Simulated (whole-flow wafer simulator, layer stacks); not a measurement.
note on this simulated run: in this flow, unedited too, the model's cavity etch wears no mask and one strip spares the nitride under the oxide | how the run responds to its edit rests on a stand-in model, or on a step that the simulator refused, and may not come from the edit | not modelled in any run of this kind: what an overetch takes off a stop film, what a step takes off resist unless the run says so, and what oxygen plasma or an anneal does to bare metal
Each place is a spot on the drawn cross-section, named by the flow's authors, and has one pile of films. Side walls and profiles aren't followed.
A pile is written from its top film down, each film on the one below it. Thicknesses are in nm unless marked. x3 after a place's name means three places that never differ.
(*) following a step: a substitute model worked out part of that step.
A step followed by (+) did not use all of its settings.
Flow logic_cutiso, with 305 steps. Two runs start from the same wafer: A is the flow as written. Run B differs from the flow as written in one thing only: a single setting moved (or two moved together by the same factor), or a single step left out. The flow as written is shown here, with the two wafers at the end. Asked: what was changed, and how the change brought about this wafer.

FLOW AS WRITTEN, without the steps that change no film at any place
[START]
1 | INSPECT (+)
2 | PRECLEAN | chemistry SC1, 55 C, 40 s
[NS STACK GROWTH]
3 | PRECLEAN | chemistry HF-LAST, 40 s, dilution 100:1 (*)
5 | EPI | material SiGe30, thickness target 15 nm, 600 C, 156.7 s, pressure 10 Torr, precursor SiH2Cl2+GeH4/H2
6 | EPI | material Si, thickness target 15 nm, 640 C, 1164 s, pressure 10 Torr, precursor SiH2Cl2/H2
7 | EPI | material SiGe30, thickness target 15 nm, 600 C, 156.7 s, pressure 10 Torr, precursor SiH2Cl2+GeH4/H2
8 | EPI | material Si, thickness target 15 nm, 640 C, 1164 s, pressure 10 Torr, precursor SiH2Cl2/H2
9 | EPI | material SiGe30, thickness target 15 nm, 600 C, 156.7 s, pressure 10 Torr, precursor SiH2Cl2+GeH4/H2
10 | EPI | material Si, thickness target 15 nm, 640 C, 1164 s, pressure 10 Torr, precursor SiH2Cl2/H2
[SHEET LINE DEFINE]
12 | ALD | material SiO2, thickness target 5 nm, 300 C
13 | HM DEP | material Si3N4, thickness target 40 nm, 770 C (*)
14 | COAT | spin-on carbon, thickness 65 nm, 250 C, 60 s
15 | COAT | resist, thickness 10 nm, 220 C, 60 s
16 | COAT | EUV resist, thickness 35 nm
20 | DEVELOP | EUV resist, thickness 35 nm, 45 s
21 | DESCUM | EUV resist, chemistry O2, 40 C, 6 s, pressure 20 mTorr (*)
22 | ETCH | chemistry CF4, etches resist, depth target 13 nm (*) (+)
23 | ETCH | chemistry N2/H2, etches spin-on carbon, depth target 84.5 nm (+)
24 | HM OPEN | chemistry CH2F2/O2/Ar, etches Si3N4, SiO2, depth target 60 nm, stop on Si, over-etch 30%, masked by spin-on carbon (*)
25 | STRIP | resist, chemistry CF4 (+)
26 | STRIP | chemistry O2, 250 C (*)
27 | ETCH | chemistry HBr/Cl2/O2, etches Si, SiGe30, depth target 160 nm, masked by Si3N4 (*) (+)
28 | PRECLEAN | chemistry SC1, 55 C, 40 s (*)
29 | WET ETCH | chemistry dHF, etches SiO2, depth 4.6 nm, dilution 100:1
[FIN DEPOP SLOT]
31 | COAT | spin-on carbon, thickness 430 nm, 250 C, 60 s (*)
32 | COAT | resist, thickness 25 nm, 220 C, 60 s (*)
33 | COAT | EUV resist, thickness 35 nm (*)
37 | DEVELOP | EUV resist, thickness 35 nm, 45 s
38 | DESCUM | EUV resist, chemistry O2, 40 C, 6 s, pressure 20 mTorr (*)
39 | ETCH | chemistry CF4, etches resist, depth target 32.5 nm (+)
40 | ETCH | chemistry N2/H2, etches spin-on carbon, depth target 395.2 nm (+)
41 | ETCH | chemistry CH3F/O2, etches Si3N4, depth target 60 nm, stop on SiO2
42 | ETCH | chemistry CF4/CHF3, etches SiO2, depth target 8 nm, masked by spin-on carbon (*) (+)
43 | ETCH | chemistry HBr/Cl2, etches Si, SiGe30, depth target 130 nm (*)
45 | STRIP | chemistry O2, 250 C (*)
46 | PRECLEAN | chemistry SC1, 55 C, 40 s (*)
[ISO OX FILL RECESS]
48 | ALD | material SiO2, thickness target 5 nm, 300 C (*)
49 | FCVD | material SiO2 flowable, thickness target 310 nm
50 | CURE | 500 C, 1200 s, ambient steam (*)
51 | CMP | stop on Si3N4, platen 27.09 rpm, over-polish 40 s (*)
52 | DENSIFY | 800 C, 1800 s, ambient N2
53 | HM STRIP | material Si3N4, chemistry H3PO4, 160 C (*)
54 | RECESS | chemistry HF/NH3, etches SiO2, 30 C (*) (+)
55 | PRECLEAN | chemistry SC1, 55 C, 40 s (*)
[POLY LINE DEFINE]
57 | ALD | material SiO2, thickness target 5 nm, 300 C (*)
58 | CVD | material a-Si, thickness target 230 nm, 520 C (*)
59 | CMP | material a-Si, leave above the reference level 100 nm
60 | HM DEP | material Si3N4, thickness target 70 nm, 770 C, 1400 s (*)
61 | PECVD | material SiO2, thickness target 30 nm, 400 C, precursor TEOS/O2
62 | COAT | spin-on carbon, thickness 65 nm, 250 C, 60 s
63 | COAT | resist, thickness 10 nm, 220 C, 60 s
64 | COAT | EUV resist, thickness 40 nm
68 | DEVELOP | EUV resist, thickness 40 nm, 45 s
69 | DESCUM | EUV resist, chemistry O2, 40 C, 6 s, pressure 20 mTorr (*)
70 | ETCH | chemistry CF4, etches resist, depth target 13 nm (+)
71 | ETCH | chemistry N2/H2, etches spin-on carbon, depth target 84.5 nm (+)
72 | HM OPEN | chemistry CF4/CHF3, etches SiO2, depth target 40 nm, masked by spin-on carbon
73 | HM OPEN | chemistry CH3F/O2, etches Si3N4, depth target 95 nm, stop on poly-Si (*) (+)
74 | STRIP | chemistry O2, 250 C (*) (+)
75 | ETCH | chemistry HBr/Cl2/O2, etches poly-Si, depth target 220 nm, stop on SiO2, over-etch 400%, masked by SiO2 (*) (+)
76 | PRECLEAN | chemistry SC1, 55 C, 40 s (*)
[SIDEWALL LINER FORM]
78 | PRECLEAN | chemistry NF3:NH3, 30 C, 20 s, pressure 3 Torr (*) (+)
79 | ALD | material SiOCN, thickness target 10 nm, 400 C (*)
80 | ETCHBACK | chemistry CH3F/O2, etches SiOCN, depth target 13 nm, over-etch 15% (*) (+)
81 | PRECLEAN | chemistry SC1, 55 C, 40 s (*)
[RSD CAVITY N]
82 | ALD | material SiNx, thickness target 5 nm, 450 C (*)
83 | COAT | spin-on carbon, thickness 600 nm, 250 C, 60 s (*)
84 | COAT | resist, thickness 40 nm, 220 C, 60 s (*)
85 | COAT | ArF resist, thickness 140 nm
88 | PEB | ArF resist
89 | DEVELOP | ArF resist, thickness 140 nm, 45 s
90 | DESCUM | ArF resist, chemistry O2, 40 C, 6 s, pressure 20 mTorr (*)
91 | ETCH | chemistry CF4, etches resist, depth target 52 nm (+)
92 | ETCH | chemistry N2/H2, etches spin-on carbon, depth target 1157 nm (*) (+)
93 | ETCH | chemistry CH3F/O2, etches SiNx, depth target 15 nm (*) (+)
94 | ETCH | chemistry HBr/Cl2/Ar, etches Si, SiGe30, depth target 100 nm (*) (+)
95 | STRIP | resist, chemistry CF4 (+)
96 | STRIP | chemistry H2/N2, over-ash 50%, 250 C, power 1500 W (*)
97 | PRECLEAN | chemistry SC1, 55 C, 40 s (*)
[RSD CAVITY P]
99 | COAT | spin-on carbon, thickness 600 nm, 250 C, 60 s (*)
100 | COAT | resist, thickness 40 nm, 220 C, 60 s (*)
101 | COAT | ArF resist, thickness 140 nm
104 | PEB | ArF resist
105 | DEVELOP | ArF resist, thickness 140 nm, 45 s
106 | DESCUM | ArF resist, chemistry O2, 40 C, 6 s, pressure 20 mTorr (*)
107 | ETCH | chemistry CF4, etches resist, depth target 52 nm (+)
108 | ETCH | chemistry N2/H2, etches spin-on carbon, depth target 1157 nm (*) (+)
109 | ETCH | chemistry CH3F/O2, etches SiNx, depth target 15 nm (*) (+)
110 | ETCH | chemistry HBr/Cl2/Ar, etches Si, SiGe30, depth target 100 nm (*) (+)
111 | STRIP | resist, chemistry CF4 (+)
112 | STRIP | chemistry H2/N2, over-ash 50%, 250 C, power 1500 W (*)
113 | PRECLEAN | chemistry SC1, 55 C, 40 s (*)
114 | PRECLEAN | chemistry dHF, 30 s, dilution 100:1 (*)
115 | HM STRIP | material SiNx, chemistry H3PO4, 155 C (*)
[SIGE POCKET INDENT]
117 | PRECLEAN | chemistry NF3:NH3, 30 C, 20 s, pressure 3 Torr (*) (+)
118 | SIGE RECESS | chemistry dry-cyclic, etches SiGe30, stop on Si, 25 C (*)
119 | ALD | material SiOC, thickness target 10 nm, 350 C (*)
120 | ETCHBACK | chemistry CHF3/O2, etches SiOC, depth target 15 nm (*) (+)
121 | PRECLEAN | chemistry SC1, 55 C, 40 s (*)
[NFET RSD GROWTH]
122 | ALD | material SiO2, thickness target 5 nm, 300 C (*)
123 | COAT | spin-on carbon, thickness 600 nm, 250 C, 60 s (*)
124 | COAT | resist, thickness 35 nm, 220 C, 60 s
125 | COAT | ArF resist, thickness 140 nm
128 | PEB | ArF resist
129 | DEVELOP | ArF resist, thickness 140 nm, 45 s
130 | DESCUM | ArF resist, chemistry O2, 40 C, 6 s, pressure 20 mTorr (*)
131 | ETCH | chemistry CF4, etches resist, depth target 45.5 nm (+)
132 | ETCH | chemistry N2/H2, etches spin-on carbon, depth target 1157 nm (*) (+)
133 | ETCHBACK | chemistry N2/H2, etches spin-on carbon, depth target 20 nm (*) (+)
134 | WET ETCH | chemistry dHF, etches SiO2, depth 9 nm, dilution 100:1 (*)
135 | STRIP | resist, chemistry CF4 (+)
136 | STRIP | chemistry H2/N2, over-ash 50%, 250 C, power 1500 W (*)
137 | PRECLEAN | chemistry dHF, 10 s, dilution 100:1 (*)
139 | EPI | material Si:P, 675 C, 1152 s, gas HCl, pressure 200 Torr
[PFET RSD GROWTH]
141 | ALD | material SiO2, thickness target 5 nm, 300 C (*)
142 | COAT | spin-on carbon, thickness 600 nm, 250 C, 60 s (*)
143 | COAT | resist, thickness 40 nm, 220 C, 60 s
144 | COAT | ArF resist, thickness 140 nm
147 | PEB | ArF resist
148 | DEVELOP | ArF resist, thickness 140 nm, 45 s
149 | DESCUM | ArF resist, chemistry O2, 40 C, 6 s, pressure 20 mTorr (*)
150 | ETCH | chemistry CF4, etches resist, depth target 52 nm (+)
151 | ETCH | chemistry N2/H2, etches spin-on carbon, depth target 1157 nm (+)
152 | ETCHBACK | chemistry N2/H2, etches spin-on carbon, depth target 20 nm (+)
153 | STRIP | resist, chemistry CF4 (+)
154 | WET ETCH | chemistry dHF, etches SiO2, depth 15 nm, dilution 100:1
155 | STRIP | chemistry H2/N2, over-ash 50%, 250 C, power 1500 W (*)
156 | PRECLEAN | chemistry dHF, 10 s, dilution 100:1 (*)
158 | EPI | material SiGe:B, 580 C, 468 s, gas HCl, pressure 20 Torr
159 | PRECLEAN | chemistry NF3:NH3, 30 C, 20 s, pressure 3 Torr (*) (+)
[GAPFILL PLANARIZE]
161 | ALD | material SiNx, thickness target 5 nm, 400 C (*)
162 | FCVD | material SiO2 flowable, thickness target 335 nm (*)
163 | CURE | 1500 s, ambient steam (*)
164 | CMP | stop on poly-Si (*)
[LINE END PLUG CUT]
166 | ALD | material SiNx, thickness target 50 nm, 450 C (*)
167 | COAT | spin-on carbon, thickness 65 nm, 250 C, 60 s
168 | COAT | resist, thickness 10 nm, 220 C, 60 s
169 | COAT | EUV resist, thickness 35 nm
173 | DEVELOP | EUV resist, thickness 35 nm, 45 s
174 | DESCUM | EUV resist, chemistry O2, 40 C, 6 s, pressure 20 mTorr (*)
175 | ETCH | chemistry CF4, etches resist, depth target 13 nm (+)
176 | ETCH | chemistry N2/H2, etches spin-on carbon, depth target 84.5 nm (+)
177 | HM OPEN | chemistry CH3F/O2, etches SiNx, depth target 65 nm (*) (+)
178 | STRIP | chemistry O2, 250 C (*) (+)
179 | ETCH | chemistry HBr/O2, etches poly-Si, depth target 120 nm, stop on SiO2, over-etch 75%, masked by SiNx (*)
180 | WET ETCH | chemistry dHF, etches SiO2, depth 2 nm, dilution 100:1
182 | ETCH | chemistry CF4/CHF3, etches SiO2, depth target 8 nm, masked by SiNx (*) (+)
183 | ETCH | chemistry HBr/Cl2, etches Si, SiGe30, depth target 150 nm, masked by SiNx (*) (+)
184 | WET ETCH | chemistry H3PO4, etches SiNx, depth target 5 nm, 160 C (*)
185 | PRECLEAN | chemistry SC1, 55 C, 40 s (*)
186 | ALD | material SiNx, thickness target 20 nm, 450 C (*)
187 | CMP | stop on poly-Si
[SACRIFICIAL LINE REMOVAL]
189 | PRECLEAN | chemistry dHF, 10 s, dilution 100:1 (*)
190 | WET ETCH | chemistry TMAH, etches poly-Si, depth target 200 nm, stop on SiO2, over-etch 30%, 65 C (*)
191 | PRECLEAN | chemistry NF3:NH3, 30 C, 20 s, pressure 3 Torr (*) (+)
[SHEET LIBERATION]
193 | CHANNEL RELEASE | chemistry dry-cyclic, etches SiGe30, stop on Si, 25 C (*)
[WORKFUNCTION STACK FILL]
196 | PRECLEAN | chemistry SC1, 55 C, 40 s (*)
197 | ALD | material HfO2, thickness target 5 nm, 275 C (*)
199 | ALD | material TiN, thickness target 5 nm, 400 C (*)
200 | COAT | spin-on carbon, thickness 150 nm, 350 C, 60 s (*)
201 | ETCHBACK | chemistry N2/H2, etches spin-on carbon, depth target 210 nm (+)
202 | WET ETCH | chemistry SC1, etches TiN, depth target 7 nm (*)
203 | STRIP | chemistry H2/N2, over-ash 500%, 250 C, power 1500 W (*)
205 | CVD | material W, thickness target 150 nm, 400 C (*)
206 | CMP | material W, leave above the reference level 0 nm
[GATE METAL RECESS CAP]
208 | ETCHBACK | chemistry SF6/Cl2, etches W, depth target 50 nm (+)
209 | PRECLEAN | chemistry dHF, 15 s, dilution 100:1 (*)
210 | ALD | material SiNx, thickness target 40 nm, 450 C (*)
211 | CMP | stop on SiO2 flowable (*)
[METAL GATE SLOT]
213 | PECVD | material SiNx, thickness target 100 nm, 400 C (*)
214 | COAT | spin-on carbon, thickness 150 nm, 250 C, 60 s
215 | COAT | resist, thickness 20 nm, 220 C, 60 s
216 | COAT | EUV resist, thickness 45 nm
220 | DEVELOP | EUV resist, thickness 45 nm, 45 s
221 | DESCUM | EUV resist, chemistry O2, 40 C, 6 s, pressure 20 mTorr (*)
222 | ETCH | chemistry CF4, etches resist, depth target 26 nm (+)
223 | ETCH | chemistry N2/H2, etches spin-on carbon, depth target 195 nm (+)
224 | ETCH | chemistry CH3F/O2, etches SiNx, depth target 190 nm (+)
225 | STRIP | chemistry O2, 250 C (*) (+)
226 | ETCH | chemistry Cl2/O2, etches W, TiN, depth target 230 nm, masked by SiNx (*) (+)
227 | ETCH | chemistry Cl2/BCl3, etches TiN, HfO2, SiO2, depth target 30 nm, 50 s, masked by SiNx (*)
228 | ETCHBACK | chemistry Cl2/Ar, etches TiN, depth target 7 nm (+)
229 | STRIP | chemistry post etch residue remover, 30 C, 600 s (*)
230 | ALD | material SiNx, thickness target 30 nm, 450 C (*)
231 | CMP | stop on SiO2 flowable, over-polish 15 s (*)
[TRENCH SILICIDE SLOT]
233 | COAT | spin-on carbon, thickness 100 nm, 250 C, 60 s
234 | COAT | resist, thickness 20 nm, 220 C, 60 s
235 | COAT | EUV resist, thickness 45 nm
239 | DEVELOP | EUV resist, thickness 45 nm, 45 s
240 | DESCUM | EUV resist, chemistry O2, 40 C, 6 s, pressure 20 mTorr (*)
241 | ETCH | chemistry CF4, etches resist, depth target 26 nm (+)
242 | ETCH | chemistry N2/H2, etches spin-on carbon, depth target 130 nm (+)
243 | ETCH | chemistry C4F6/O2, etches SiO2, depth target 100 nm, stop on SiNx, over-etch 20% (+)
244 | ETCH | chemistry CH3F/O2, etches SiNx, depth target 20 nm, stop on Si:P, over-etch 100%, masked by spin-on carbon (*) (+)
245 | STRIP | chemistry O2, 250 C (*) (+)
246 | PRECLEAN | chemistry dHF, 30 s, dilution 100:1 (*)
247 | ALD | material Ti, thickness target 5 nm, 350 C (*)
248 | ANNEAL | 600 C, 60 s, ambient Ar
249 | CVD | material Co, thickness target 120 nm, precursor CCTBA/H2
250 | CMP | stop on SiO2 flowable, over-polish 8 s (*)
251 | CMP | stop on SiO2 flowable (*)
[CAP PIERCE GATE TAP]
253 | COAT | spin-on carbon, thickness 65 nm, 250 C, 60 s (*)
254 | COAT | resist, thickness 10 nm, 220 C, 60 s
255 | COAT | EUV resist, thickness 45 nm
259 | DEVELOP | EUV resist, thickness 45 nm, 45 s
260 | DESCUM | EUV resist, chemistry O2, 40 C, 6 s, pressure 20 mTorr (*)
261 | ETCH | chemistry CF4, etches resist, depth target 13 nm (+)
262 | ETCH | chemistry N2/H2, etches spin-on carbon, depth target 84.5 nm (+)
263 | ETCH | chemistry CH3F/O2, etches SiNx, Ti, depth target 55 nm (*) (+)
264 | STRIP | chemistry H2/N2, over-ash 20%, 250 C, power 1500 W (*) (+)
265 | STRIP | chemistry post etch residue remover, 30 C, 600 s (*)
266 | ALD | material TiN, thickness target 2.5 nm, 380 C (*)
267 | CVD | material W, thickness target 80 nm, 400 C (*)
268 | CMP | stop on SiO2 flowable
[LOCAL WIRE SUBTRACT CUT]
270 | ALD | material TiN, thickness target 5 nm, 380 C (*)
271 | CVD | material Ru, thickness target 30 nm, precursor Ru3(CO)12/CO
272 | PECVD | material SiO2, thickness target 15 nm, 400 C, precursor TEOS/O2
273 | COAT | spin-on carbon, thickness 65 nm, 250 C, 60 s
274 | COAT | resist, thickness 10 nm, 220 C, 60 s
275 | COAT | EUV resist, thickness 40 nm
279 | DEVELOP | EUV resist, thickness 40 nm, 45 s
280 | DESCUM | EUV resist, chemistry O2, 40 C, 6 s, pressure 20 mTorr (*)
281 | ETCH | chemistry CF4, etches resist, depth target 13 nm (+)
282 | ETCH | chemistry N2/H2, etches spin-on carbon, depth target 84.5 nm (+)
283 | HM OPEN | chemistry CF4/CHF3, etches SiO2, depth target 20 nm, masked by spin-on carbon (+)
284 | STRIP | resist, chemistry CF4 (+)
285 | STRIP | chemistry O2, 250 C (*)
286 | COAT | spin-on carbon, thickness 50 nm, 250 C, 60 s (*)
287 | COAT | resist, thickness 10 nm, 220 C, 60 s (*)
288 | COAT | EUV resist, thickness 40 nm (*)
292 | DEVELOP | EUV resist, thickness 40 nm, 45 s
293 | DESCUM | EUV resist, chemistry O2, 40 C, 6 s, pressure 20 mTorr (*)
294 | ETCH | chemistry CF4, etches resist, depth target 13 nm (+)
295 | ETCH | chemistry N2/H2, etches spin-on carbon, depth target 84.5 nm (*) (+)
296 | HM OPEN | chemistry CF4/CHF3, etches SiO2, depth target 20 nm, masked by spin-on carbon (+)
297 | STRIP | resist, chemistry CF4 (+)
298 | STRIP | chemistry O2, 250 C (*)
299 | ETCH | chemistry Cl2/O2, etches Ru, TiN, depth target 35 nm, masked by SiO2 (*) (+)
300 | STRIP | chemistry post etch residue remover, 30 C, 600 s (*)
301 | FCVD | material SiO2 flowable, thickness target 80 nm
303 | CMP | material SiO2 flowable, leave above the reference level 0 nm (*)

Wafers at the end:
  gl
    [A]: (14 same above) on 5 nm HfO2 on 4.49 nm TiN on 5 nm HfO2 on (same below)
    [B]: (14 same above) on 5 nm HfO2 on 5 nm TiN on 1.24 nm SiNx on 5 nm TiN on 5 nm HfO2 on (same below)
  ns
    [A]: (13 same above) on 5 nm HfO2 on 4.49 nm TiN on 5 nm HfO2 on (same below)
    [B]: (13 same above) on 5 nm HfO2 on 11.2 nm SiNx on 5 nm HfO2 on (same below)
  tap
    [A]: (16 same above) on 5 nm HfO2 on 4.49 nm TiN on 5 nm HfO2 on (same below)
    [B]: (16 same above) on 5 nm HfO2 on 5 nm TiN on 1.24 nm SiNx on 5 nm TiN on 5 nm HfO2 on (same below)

Cause: step 7, EPI: thickness target 21.8 nm was run, while the flow as written has thickness target 15 nm; step 7, EPI: 227.2 s was run, where the flow has 156.7 s.

The path from the change to this, step by step:
  7 | EPI | material SiGe30, thickness target 15 nm, 600 C, 156.7 s, pressure 10 Torr, precursor SiH2Cl2+GeH4/H2
      depop, dpovl, gfld and 19 more: A +15 SiGe30 (new film) | B +21.8 SiGe30 (new film)
  27 | ETCH | chemistry HBr/Cl2/O2, etches Si, SiGe30, depth target 160 nm, masked by Si3N4 (*) (+)
      gfld, gxf, iso, lnri: A -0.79 chemical SiO2 (all of it), -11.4 Si (all of it), -15 SiGe30 (all of it), -15 Si (all of it), -15 SiGe30 (all of it), -15 Si (all of it), -15 SiGe30 (all of it), -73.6 Si | B -0.79 chemical SiO2 (all of it), -11.4 Si (all of it), -15 SiGe30 (all of it), -15 Si (all of it), -21.8 SiGe30 (all of it), -15 Si (all of it), -15 SiGe30 (all of it), -66.9 Si
      dpovl, nsgap: A -0.79 chemical SiO2 (all of it), -11.8 Si (all of it), -15 SiGe30 (all of it), -15 Si (all of it), -15 SiGe30 (all of it), -15 Si (all of it), -15 SiGe30 (all of it), -73.2 Si | B -0.79 chemical SiO2 (all of it), -11.8 Si (all of it), -15 SiGe30 (all of it), -15 Si (all of it), -21.8 SiGe30 (all of it), -15 Si (all of it), -15 SiGe30 (all of it), -66.5 Si
      (as well as at 1 more place)
  43 | ETCH | chemistry HBr/Cl2, etches Si, SiGe30, depth target 130 nm (*)
      depop: A -14 Si (all of it), -15 SiGe30 (all of it), -15 Si (all of it), -15 SiGe30 (all of it), -15 Si (all of it), -15 SiGe30 (all of it), -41 Si | B -14 Si (all of it), -15 SiGe30 (all of it), -15 Si (all of it), -21.8 SiGe30 (all of it), -15 Si (all of it), -15 SiGe30 (all of it), -34.2 Si
  94 | ETCH | chemistry HBr/Cl2/Ar, etches Si, SiGe30, depth target 100 nm (*) (+)
      rsdn, rsdx: A -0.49 chemical SiO2 (all of it), -12.8 Si (all of it), -15 SiGe30 (all of it), -15 Si (all of it), -15 SiGe30 (all of it), -15 Si (all of it), -15 SiGe30 (all of it), -12.2 Si | B -0.49 chemical SiO2 (all of it), -12.8 Si (all of it), -15 SiGe30 (all of it), -15 Si (all of it), -21.8 SiGe30 (all of it), -15 Si (all of it), -15 SiGe30 (all of it), -5.41 Si
  110 | ETCH | chemistry HBr/Cl2/Ar, etches Si, SiGe30, depth target 100 nm (*) (+)
      rsdp, rsdw: A -0.49 chemical SiO2 (all of it), -12.8 Si (all of it), -15 SiGe30 (all of it), -15 Si (all of it), -15 SiGe30 (all of it), -15 Si (all of it), -15 SiGe30 (all of it), -12.2 Si | B -0.49 chemical SiO2 (all of it), -12.8 Si (all of it), -15 SiGe30 (all of it), -15 Si (all of it), -21.8 SiGe30 (all of it), -15 Si (all of it), -15 SiGe30 (all of it), -5.41 Si
  118 | SIGE RECESS | chemistry dry-cyclic, etches SiGe30, stop on Si, 25 C (*)
      lnr, lnrp, lnrt: A -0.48 SiOCN, -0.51 Si, +16 cavity (new film), -15 SiGe30 (all of it), -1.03 Si, +16 cavity (new film), -15 SiGe30 (all of it), -1.03 Si, +16 cavity (new film), -15 SiGe30 (all of it), -0.51 Si | B -0.48 SiOCN, -0.51 Si, +16 cavity (new film), -15 SiGe30 (all of it), -1.03 Si, +22.8 cavity (new film), -21.8 SiGe30 (all of it), -1.03 Si, +16 cavity (new film), -15 SiGe30 (all of it), -0.51 Si
  119 | ALD | material SiOC, thickness target 10 nm, 350 C (*)
      lnr, lnrp, lnrt: A +10 SiOC (new film), +16 SiOC (new film), -16 cavity (all of it), +16 SiOC (new film), -16 cavity (all of it), +16 SiOC (new film), -16 cavity (all of it) | B +10 SiOC (new film), +16 SiOC (new film), -16 cavity (all of it), +22.8 SiOC (new film), -22.8 cavity (all of it), +16 SiOC (new film), -16 cavity (all of it)
  183 | ETCH | chemistry HBr/Cl2, etches Si, SiGe30, depth target 150 nm, masked by SiNx (*) (+)
      plug: A -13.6 Si (all of it), -15 SiGe30 (all of it), -15 Si (all of it), -15 SiGe30 (all of it), -15 Si (all of it), -15 SiGe30 (all of it), -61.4 Si | B -13.6 Si (all of it), -15 SiGe30 (all of it), -15 Si (all of it), -21.8 SiGe30 (all of it), -15 Si (all of it), -15 SiGe30 (all of it), -54.7 Si
  193 | CHANNEL RELEASE | chemistry dry-cyclic, etches SiGe30, stop on Si, 25 C (*)
      gl, glp, gxn, gxp, ns, tap: A +0.8 chemical SiO2 (new film), -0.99 Si, +0.8 chemical SiO2 (new film), +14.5 cavity (new film), +0.8 chemical SiO2 (new film), -15 SiGe30 (all of it), -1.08 Si, +0.8 chemical SiO2 (new film), +14.5 cavity (new film), +0.8 chemical SiO2 (new film), -15 SiGe30 (all of it), -1.08 Si, +0.8 chemical SiO2 (new film), +14.5 cavity (new film), +0.8 chemical SiO2 (new film), -15 SiGe30 (all of it), -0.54 Si | B +0.8 chemical SiO2 (new film), -0.99 Si, +0.8 chemical SiO2 (new film), +14.5 cavity (new film), +0.8 chemical SiO2 (new film), -15 SiGe30 (all of it), -1.08 Si, +0.8 chemical SiO2 (new film), +21.2 cavity (new film), +0.8 chemical SiO2 (new film), -21.8 SiGe30 (all of it), -1.08 Si, +0.8 chemical SiO2 (new film), +14.5 cavity (new film), +0.8 chemical SiO2 (new film), -15 SiGe30 (all of it), -0.54 Si
  199 | ALD | material TiN, thickness target 5 nm, 400 C (*)
      gl, glp, tap: A +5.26 TiN (new film), +4.49 TiN (new film), -4.49 cavity (all of it), +4.49 TiN (new film), -4.49 cavity (all of it), +4.49 TiN (new film), -4.49 cavity (all of it) | B +5.26 TiN (new film), +4.49 TiN (new film), -4.49 cavity (all of it), +5 TiN (new film), -10 cavity, +5 TiN (new film), +4.49 TiN (new film), -4.49 cavity (all of it)
      gxn, gxp, ns: A +5 TiN (new film), +4.49 TiN (new film), -4.49 cavity (all of it), +4.49 TiN (new film), -4.49 cavity (all of it), +4.49 TiN (new film), -4.49 cavity (all of it) | B +5 TiN (new film), +4.49 TiN (new film), -4.49 cavity (all of it), +5 TiN (new film), -10 cavity, +5 TiN (new film), +4.49 TiN (new film), -4.49 cavity (all of it)
  202 | WET ETCH | chemistry SC1, etches TiN, depth target 7 nm (*)
      ns: A -5 TiN (all of it) | B -5 TiN (all of it), -5 TiN (all of it), +10 cavity, -5 TiN (all of it)
  210 | ALD | material SiNx, thickness target 40 nm, 450 C (*)
      gl, glp, gxn, gxp, tap: A +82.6 SiNx (new film) | B +82.6 SiNx (new film), +1.24 SiNx (new film), -1.24 cavity (all of it)
      ns: A +40 SiNx (new film) | B +40 SiNx (new film), +11.2 SiNx (new film), -11.2 cavity (all of it)
If metal films that touch count as one body, gl has 5 bodies (between them, from the top down: HfO2 5 / chemical SiO2 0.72 / Si 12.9 / chemical SiO2 0.8 / HfO2 5; HfO2 5 / chemical SiO2 0.8 / Si 13.9 / chemical SiO2 0.8 / HfO2 5; SiNx 1.24; HfO2 5 / chemical SiO2 0.8 / Si 13.9 / chemical SiO2 0.8 / HfO2 5); the flow as written gives 4 bodies (between them, from the top down: HfO2 5 / chemical SiO2 0.72 / Si 12.9 / chemical SiO2 0.8 / HfO2 5; HfO2 5 / chemical SiO2 0.8 / Si 13.9 / chemical SiO2 0.8 / HfO2 5; HfO2 5 / chemical SiO2 0.8 / Si 13.9 / chemical SiO2 0.8 / HfO2 5).
If metal films that touch count as one body, ns has 3 bodies (between them, from the top down: HfO2 5 / chemical SiO2 0.72 / Si 12.9 / chemical SiO2 0.8 / HfO2 5; HfO2 5 / chemical SiO2 0.8 / Si 13.9 / chemical SiO2 0.8 / HfO2 5 / SiNx 11.2 / HfO2 5 / chemical SiO2 0.8 / Si 13.9 / chemical SiO2 0.8 / HfO2 5); the flow as written gives 4 bodies (between them, from the top down: HfO2 5 / chemical SiO2 0.72 / Si 12.9 / chemical SiO2 0.8 / HfO2 5; HfO2 5 / chemical SiO2 0.8 / Si 13.9 / chemical SiO2 0.8 / HfO2 5; HfO2 5 / chemical SiO2 0.8 / Si 13.9 / chemical SiO2 0.8 / HfO2 5).
If metal films that touch count as one body, tap has 5 bodies (between them, from the top down: HfO2 5 / chemical SiO2 0.72 / Si 12.9 / chemical SiO2 0.8 / HfO2 5; HfO2 5 / chemical SiO2 0.8 / Si 13.9 / chemical SiO2 0.8 / HfO2 5; SiNx 1.24; HfO2 5 / chemical SiO2 0.8 / Si 13.9 / chemical SiO2 0.8 / HfO2 5); the flow as written gives 4 bodies (between them, from the top down: HfO2 5 / chemical SiO2 0.72 / Si 12.9 / chemical SiO2 0.8 / HfO2 5; HfO2 5 / chemical SiO2 0.8 / Si 13.9 / chemical SiO2 0.8 / HfO2 5; HfO2 5 / chemical SiO2 0.8 / Si 13.9 / chemical SiO2 0.8 / HfO2 5).
